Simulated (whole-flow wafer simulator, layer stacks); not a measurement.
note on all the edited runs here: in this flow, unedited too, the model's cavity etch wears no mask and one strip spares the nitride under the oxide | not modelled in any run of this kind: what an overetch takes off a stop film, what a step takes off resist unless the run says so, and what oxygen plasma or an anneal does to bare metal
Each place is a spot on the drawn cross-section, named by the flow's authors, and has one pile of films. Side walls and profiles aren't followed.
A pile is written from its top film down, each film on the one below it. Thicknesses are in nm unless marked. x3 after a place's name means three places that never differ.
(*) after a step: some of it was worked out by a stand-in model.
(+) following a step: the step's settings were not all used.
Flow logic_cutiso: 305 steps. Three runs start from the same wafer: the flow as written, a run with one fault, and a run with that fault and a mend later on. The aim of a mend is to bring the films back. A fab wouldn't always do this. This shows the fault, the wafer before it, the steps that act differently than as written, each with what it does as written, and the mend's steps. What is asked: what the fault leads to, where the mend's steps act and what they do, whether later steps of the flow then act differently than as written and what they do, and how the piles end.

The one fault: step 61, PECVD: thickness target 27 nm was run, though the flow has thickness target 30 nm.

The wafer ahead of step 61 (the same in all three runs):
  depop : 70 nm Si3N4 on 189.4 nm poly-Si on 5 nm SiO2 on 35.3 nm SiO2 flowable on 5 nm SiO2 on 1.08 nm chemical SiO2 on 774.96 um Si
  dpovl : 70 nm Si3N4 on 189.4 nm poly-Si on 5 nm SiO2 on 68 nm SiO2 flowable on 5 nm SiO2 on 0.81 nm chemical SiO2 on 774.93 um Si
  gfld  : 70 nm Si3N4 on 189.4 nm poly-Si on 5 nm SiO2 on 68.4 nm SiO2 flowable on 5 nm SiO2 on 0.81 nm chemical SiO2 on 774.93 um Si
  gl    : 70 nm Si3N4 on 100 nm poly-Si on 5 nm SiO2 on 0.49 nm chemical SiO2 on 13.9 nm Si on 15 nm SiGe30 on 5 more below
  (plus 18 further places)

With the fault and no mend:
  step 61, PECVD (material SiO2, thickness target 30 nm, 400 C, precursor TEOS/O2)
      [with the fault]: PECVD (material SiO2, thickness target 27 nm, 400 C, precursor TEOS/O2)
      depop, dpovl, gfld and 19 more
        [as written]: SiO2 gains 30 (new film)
        [with the fault]: SiO2 gains 27 (new film)
  Steps further on in the flow that do not act as written (41 more steps, not shown, differ only slightly: by at most 2% or 0.5 nm, whichever is larger):
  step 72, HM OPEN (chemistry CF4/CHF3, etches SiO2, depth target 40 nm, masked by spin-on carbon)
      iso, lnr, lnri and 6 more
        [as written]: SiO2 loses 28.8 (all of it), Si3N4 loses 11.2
        [with the fault]: SiO2 loses 25.8 (all of it), Si3N4 loses 14.2
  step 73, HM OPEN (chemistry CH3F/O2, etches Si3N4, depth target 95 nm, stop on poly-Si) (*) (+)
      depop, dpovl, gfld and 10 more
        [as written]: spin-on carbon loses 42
        [with the fault]: spin-on carbon loses 39.9
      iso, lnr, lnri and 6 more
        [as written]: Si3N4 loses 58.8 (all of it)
        [with the fault]: Si3N4 loses 55.8 (all of it)
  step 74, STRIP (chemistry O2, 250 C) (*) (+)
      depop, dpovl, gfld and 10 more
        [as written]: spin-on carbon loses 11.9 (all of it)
        [with the fault]: spin-on carbon loses 14.1 (all of it)
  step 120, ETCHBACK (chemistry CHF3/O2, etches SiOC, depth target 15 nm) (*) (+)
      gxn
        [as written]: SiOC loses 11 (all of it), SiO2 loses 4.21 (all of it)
        [with the fault]: SiOC loses 10.7 (all of it), SiO2 loses 1.21 (all of it), Si3N4 loses 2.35
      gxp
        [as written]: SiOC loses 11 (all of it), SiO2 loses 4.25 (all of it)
        [with the fault]: SiOC loses 10.7 (all of it), SiO2 loses 1.25 (all of it), Si3N4 loses 2.34
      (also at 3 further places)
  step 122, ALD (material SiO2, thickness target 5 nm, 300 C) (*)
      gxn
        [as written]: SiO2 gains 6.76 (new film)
        [with the fault]: SiO2 gains 5 (new film)
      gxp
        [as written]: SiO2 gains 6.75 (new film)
        [with the fault]: SiO2 gains 5 (new film)
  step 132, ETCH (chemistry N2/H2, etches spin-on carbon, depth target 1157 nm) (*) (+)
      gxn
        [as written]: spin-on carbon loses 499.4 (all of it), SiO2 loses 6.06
        [with the fault]: spin-on carbon loses 501.4 (all of it), SiO2 loses 5 (all of it), Si3N4 loses 0.49
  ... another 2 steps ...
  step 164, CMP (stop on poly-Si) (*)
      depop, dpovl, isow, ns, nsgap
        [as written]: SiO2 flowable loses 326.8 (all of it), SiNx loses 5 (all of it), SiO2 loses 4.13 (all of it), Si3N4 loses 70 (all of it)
        [with the fault]: SiO2 flowable loses 326.8 (all of it), SiNx loses 5 (all of it), SiO2 loses 1.13 (all of it), Si3N4 loses 70 (all of it)
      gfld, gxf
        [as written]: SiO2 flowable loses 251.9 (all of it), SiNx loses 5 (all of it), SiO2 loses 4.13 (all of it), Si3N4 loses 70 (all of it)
        [with the fault]: SiO2 flowable loses 253.1 (all of it), SiNx loses 5 (all of it), SiO2 loses 1.13 (all of it), Si3N4 loses 70 (all of it)
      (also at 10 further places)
  At the end the piles are close to the flow's at the places that both follow, differing by at most 2% or 0.5 nm, whichever is larger.

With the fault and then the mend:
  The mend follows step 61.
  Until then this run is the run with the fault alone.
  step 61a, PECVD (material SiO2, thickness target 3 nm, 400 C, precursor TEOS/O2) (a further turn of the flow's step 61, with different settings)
      depop, dpovl, gfld and 19 more
        SiO2 gains 3
  None of the later steps of the flow acts differently than as written at any place that is followed.
  The piles end the same as the flow's at every place that both follow.
